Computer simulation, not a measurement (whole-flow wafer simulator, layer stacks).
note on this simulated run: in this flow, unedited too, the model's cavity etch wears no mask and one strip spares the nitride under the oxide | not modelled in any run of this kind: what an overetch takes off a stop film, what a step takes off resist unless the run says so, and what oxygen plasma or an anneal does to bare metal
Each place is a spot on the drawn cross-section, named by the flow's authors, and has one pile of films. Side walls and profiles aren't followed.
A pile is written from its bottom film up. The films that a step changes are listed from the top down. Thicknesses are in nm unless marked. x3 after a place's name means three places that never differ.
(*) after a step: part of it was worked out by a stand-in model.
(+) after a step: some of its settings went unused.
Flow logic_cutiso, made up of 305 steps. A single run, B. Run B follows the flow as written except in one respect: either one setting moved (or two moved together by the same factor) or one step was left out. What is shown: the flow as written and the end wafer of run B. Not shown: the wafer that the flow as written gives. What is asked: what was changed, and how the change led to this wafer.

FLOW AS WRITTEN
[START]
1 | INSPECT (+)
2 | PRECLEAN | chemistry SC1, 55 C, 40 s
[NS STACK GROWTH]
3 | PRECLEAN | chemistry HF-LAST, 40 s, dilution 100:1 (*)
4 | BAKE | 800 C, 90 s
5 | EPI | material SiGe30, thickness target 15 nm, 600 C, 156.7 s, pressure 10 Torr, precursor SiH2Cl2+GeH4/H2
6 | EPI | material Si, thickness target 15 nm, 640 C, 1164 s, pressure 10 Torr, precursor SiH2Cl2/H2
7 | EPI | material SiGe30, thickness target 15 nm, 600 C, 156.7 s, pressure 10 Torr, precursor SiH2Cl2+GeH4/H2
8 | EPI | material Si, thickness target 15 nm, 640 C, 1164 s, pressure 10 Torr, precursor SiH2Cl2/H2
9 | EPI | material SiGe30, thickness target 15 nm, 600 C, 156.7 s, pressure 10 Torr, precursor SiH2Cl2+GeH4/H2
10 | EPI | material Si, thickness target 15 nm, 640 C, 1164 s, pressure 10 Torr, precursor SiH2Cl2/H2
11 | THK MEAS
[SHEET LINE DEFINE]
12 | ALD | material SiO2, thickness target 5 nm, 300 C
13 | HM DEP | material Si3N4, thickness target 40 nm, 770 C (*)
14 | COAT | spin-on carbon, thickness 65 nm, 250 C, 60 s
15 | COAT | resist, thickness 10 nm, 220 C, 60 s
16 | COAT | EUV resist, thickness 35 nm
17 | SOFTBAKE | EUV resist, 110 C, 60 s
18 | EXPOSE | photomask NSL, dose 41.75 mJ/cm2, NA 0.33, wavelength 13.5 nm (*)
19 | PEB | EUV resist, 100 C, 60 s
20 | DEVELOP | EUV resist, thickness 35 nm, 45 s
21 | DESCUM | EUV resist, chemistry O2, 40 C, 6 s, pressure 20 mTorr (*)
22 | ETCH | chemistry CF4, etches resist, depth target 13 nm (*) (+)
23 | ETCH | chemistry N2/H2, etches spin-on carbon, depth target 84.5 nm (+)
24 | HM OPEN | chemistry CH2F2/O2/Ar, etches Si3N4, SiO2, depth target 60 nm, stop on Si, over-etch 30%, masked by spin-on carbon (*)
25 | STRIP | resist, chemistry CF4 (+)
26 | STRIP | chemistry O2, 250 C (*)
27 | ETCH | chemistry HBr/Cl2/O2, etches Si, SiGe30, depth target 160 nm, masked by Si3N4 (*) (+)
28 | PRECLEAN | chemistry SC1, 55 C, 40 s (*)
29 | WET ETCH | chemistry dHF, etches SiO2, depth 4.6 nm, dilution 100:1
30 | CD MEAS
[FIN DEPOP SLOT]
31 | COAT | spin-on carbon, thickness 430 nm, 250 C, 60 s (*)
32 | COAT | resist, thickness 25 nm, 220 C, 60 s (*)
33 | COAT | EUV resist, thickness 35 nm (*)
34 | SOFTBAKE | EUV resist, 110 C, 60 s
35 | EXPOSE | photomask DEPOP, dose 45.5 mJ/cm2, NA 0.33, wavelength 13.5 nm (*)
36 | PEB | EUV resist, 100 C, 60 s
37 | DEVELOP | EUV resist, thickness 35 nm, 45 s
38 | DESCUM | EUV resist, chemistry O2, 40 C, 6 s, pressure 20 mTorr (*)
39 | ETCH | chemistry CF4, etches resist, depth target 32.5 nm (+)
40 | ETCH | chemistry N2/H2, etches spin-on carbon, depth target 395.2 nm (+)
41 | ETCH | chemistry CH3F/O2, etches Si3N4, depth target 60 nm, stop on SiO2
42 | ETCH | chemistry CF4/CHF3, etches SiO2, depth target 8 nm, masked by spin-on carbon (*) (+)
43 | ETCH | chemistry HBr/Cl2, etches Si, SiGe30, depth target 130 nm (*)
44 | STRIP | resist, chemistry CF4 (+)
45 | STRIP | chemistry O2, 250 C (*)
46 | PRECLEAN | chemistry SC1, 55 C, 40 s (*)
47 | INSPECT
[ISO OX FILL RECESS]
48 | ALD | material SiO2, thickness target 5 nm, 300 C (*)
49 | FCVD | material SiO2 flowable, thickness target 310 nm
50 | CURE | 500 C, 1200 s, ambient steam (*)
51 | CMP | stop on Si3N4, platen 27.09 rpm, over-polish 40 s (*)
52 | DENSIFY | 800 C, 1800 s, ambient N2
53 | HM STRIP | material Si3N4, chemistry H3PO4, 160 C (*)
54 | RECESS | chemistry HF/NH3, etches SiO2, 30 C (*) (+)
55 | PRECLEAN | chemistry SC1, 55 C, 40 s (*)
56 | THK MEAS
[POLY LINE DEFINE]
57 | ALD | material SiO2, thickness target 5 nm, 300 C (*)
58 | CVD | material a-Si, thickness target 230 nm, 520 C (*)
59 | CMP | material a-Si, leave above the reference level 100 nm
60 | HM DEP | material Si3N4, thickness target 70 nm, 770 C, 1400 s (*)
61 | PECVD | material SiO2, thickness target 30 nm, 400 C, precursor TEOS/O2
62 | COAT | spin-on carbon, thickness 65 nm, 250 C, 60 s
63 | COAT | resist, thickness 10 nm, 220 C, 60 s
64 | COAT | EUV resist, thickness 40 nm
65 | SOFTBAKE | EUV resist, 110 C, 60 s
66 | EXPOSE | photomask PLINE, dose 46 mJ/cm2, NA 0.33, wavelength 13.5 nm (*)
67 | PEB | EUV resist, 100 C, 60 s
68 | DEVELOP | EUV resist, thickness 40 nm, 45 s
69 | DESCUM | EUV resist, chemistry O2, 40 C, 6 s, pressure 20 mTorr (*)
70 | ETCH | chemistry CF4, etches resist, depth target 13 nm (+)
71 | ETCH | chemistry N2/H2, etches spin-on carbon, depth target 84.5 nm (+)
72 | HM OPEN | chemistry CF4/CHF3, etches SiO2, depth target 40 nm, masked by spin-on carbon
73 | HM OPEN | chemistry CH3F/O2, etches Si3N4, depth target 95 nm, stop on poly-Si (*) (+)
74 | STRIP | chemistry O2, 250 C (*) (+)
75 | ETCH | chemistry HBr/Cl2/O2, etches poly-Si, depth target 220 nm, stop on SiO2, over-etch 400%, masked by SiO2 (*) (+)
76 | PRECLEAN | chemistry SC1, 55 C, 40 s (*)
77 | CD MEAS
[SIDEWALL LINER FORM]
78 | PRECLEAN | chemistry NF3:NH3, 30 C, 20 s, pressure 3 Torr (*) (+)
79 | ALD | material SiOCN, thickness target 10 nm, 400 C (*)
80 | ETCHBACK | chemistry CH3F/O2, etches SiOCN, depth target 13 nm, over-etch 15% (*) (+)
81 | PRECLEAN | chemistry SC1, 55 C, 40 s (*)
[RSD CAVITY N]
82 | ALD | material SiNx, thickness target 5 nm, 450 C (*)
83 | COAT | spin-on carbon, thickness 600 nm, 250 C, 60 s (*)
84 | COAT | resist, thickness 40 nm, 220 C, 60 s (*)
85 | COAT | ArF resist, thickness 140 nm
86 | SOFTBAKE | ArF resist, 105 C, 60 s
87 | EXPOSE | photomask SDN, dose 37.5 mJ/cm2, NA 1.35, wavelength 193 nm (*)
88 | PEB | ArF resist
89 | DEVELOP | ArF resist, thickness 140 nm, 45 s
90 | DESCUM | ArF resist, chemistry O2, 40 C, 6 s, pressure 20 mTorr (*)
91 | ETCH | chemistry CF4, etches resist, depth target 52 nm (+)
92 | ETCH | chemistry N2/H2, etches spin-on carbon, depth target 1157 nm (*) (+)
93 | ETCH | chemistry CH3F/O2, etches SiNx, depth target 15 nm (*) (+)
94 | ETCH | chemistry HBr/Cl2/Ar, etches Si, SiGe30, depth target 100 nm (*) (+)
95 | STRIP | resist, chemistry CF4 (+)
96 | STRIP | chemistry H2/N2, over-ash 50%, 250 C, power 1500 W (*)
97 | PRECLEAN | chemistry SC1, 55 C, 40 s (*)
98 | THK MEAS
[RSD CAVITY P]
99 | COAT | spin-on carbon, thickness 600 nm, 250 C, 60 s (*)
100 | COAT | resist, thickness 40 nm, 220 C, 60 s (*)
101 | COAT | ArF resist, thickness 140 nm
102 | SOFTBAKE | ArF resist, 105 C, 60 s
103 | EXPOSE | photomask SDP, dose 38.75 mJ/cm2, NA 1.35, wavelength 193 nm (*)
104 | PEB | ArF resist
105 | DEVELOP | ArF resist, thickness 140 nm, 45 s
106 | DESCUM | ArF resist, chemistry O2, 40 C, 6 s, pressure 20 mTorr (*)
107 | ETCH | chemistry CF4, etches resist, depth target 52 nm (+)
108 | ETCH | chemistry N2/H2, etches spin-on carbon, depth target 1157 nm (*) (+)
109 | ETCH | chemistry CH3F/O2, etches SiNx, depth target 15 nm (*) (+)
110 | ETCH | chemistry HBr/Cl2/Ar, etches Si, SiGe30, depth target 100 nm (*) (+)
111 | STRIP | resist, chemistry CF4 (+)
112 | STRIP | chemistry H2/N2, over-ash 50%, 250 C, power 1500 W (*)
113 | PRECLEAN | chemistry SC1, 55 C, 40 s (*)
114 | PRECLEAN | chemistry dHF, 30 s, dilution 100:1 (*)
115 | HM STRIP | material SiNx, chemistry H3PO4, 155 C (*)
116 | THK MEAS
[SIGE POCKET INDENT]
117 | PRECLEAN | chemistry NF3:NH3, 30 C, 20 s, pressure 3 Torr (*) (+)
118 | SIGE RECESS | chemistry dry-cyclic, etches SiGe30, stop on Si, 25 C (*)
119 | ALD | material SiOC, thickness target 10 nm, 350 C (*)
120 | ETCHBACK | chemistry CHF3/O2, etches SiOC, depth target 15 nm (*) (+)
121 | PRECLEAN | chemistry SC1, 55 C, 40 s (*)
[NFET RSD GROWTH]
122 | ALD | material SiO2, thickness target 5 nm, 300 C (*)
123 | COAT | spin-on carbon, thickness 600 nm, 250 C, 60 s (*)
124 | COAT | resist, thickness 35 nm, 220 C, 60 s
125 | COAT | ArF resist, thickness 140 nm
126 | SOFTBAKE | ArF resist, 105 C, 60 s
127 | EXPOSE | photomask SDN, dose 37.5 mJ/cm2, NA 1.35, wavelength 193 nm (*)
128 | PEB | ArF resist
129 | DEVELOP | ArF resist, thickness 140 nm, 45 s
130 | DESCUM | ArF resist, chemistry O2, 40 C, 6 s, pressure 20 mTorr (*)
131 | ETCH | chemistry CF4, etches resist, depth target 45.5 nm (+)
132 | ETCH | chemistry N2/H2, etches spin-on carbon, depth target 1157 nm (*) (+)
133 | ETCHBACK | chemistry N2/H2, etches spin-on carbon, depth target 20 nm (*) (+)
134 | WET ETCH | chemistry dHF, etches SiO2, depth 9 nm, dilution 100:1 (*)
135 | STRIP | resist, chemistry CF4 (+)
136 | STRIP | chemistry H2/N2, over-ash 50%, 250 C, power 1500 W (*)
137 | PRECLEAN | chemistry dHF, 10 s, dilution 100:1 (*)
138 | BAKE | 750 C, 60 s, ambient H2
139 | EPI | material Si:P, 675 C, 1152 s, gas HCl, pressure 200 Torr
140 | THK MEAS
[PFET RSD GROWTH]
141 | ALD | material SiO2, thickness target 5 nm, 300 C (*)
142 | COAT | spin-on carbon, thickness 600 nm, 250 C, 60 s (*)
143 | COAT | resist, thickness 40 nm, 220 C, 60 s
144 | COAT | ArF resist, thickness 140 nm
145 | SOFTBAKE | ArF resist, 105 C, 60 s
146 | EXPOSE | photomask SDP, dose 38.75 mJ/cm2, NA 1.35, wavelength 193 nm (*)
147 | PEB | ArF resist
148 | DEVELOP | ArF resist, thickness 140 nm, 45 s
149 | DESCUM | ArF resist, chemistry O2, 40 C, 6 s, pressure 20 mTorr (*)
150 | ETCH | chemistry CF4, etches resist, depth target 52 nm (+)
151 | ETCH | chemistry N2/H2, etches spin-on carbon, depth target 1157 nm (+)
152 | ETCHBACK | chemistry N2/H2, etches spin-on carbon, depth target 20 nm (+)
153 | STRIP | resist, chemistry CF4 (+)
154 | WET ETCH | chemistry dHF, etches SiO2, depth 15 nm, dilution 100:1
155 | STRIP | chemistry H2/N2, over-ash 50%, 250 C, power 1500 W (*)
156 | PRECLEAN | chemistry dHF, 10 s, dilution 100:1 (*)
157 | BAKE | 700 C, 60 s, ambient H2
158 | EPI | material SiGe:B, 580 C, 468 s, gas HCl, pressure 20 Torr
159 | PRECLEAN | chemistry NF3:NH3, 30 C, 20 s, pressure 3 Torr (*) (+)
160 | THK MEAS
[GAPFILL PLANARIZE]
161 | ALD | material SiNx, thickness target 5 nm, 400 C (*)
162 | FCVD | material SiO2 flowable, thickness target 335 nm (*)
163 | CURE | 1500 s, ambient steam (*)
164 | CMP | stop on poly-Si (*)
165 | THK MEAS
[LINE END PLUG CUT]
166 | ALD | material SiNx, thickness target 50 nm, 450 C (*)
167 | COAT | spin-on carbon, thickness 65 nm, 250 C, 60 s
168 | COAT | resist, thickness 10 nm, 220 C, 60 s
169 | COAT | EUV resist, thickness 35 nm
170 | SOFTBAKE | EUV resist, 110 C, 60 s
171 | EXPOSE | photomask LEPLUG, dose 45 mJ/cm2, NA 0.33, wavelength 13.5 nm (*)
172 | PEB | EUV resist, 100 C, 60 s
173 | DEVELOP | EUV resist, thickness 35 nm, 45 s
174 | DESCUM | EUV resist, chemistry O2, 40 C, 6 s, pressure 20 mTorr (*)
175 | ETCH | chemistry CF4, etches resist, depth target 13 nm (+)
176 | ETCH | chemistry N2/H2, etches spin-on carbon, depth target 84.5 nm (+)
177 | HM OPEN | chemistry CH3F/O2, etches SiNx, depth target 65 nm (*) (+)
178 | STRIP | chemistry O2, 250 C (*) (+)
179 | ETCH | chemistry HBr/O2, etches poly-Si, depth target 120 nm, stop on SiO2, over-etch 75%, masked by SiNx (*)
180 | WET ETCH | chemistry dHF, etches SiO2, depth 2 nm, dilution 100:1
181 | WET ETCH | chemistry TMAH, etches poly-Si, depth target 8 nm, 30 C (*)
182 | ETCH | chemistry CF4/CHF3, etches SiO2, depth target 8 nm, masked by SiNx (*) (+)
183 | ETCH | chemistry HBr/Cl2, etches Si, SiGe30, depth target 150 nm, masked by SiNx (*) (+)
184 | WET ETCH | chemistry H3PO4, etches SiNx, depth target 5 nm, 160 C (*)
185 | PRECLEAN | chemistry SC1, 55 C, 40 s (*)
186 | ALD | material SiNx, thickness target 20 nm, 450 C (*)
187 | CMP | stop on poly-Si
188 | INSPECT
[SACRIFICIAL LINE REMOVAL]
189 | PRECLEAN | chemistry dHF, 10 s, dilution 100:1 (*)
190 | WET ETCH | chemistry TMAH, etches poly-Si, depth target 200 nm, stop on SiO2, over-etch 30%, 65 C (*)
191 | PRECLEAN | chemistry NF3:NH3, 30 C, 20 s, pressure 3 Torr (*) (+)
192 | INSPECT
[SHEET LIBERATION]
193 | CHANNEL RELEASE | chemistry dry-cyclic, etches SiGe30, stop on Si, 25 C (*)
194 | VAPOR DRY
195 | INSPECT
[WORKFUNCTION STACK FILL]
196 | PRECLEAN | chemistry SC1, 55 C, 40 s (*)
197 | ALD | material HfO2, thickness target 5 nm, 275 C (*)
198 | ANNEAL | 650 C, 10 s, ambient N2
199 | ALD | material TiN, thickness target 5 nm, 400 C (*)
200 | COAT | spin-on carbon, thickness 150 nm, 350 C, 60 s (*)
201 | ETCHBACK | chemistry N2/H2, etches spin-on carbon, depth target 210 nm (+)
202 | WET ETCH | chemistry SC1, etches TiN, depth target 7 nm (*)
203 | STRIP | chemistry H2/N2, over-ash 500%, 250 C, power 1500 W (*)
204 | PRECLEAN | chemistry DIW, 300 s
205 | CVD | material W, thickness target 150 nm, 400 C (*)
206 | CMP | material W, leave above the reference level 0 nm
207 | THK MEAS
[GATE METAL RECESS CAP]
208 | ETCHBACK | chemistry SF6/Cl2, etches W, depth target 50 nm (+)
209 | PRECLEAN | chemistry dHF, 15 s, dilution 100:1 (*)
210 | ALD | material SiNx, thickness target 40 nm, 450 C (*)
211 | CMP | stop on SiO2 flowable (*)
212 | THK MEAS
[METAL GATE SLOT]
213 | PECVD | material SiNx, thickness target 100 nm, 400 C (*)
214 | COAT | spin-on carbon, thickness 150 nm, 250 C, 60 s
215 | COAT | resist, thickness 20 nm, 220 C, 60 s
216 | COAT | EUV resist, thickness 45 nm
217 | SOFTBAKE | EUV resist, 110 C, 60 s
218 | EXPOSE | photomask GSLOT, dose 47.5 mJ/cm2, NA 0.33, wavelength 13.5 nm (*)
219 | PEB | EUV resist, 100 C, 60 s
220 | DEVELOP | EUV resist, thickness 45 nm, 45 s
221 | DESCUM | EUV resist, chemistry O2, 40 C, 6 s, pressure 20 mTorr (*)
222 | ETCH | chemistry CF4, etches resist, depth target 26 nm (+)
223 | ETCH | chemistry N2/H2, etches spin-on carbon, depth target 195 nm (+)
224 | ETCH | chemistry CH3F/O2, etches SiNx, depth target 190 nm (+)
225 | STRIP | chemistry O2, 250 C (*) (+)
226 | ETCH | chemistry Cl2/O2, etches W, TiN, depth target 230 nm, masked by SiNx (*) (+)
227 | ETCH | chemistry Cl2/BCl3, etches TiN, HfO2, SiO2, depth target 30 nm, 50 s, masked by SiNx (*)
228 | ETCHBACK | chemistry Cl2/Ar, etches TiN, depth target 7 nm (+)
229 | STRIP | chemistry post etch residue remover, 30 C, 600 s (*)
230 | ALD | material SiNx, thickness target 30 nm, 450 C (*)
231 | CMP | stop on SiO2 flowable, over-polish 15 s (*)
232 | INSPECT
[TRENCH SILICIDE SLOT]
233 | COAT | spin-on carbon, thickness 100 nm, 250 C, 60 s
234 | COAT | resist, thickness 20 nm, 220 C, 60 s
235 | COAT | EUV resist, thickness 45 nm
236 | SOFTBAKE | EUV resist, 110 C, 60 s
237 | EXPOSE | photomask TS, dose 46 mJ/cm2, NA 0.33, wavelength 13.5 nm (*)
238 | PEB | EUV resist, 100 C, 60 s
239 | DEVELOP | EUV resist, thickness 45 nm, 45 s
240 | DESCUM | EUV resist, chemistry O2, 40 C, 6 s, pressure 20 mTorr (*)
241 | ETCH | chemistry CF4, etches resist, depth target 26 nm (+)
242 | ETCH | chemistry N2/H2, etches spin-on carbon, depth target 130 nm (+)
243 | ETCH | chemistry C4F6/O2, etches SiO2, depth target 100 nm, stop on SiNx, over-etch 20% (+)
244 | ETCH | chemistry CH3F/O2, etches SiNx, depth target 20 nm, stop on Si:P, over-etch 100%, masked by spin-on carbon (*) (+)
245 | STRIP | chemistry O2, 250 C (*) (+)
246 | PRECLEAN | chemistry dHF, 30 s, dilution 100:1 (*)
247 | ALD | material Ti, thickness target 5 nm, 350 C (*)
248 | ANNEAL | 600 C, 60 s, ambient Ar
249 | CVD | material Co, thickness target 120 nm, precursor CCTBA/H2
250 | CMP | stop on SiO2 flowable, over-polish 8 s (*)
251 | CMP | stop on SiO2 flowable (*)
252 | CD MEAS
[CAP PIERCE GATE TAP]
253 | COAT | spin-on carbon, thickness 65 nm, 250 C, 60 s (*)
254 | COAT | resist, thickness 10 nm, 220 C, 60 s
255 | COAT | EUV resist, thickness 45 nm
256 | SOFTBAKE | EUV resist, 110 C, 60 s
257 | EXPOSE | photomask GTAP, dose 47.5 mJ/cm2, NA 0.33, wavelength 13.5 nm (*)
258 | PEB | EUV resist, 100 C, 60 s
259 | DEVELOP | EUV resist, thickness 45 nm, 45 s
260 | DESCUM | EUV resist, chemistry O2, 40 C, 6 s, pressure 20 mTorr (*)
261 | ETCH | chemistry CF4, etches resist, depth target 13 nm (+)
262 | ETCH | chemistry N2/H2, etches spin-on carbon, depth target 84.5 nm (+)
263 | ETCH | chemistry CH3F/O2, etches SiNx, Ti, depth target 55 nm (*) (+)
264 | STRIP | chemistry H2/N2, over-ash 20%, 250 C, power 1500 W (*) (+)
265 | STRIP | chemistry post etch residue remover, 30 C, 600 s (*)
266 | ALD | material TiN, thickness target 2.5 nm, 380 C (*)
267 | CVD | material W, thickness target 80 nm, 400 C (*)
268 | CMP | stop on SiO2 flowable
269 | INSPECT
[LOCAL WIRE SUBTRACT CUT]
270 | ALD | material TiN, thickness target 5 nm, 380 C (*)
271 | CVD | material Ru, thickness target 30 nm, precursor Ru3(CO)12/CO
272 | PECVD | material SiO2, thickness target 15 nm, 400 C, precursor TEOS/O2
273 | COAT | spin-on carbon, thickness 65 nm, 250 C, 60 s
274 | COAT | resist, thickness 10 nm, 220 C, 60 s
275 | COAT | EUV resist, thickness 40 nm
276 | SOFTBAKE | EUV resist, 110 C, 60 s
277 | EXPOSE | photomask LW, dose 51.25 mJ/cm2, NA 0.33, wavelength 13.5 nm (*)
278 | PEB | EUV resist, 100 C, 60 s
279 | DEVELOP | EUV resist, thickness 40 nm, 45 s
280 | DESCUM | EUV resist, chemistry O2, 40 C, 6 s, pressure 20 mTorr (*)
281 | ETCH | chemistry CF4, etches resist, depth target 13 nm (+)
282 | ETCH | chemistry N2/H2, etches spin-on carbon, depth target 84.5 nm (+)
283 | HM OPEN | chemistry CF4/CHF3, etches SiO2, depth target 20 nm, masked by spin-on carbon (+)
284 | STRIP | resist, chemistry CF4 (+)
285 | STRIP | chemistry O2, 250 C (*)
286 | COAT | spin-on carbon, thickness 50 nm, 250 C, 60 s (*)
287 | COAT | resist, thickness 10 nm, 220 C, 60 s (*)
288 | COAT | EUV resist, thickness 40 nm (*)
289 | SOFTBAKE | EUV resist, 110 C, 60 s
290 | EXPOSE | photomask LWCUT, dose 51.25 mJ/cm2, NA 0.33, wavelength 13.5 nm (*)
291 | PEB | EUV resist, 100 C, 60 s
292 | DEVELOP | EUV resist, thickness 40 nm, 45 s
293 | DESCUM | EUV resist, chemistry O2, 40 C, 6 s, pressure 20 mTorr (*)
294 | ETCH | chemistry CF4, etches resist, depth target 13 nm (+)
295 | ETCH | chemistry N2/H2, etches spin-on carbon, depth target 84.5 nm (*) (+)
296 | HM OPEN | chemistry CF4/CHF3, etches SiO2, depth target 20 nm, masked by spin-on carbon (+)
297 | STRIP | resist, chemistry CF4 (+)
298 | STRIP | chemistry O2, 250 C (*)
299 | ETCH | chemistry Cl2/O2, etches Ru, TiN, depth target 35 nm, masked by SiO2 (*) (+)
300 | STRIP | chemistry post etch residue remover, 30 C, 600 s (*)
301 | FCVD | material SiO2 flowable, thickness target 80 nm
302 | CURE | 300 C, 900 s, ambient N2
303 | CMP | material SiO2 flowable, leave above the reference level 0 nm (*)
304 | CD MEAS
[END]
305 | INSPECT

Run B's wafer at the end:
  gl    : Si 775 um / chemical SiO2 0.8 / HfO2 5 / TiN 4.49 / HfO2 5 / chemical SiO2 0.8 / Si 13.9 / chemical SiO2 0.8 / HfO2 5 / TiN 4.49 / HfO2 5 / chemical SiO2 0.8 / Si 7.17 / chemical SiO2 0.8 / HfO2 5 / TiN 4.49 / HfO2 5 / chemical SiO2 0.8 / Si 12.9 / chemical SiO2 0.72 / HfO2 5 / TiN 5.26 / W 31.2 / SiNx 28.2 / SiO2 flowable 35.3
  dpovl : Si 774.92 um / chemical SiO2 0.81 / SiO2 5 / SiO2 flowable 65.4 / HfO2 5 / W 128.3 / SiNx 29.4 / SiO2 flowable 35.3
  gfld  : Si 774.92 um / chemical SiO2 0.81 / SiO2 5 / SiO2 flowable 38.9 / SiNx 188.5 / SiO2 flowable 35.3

What caused this: step 8, EPI: 640.4 s was run, whereas the flow has 1164 s.

Step by step, how the change led to this:
  8 | EPI | material Si, thickness target 15 nm, 640 C, 1164 s, pressure 10 Torr, precursor SiH2Cl2/H2
      depop, dpovl, gfld and 19 more: Si gains 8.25 (new film) (it would be, as written: Si gains 15 (new film))
  27 | ETCH | chemistry HBr/Cl2/O2, etches Si, SiGe30, depth target 160 nm, masked by Si3N4 (*) (+)
      gfld, gxf, iso, lnri: chemical SiO2 loses 0.79 (all of it), Si loses 11.4 (all of it), SiGe30 loses 15 (all of it), Si loses 8.25 (all of it), SiGe30 loses 15 (all of it), Si loses 15 (all of it), SiGe30 loses 15 (all of it), Si loses 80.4 (it would be, as written: chemical SiO2 loses 0.79 (all of it), Si loses 11.4 (all of it), SiGe30 loses 15 (all of it), Si loses 15 (all of it), SiGe30 loses 15 (all of it), Si loses 15 (all of it), SiGe30 loses 15 (all of it), Si loses 73.6)
      dpovl, nsgap: chemical SiO2 loses 0.79 (all of it), Si loses 11.8 (all of it), SiGe30 loses 15 (all of it), Si loses 8.25 (all of it), SiGe30 loses 15 (all of it), Si loses 15 (all of it), SiGe30 loses 15 (all of it), Si loses 80 (it would be, as written: chemical SiO2 loses 0.79 (all of it), Si loses 11.8 (all of it), SiGe30 loses 15 (all of it), Si loses 15 (all of it), SiGe30 loses 15 (all of it), Si loses 15 (all of it), SiGe30 loses 15 (all of it), Si loses 73.2)
      (also at 1 further place)
  43 | ETCH | chemistry HBr/Cl2, etches Si, SiGe30, depth target 130 nm (*)
      depop: Si loses 14 (all of it), SiGe30 loses 15 (all of it), Si loses 8.25 (all of it), SiGe30 loses 15 (all of it), Si loses 15 (all of it), SiGe30 loses 15 (all of it), Si loses 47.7 (it would be, as written: Si loses 14 (all of it), SiGe30 loses 15 (all of it), Si loses 15 (all of it), SiGe30 loses 15 (all of it), Si loses 15 (all of it), SiGe30 loses 15 (all of it), Si loses 41)
  94 | ETCH | chemistry HBr/Cl2/Ar, etches Si, SiGe30, depth target 100 nm (*) (+)
      rsdn, rsdx: chemical SiO2 loses 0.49 (all of it), Si loses 12.8 (all of it), SiGe30 loses 15 (all of it), Si loses 8.25 (all of it), SiGe30 loses 15 (all of it), Si loses 15 (all of it), SiGe30 loses 15 (all of it), Si loses 18.9 (it would be, as written: chemical SiO2 loses 0.49 (all of it), Si loses 12.8 (all of it), SiGe30 loses 15 (all of it), Si loses 15 (all of it), SiGe30 loses 15 (all of it), Si loses 15 (all of it), SiGe30 loses 15 (all of it), Si loses 12.2)
  110 | ETCH | chemistry HBr/Cl2/Ar, etches Si, SiGe30, depth target 100 nm (*) (+)
      rsdp, rsdw: chemical SiO2 loses 0.49 (all of it), Si loses 12.8 (all of it), SiGe30 loses 15 (all of it), Si loses 8.25 (all of it), SiGe30 loses 15 (all of it), Si loses 15 (all of it), SiGe30 loses 15 (all of it), Si loses 18.9 (it would be, as written: chemical SiO2 loses 0.49 (all of it), Si loses 12.8 (all of it), SiGe30 loses 15 (all of it), Si loses 15 (all of it), SiGe30 loses 15 (all of it), Si loses 15 (all of it), SiGe30 loses 15 (all of it), Si loses 12.2)
  183 | ETCH | chemistry HBr/Cl2, etches Si, SiGe30, depth target 150 nm, masked by SiNx (*) (+)
      plug: Si loses 13.6 (all of it), SiGe30 loses 15 (all of it), Si loses 8.25 (all of it), SiGe30 loses 15 (all of it), Si loses 15 (all of it), SiGe30 loses 15 (all of it), Si loses 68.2 (it would be, as written: Si loses 13.6 (all of it), SiGe30 loses 15 (all of it), Si loses 15 (all of it), SiGe30 loses 15 (all of it), Si loses 15 (all of it), SiGe30 loses 15 (all of it), Si loses 61.4)
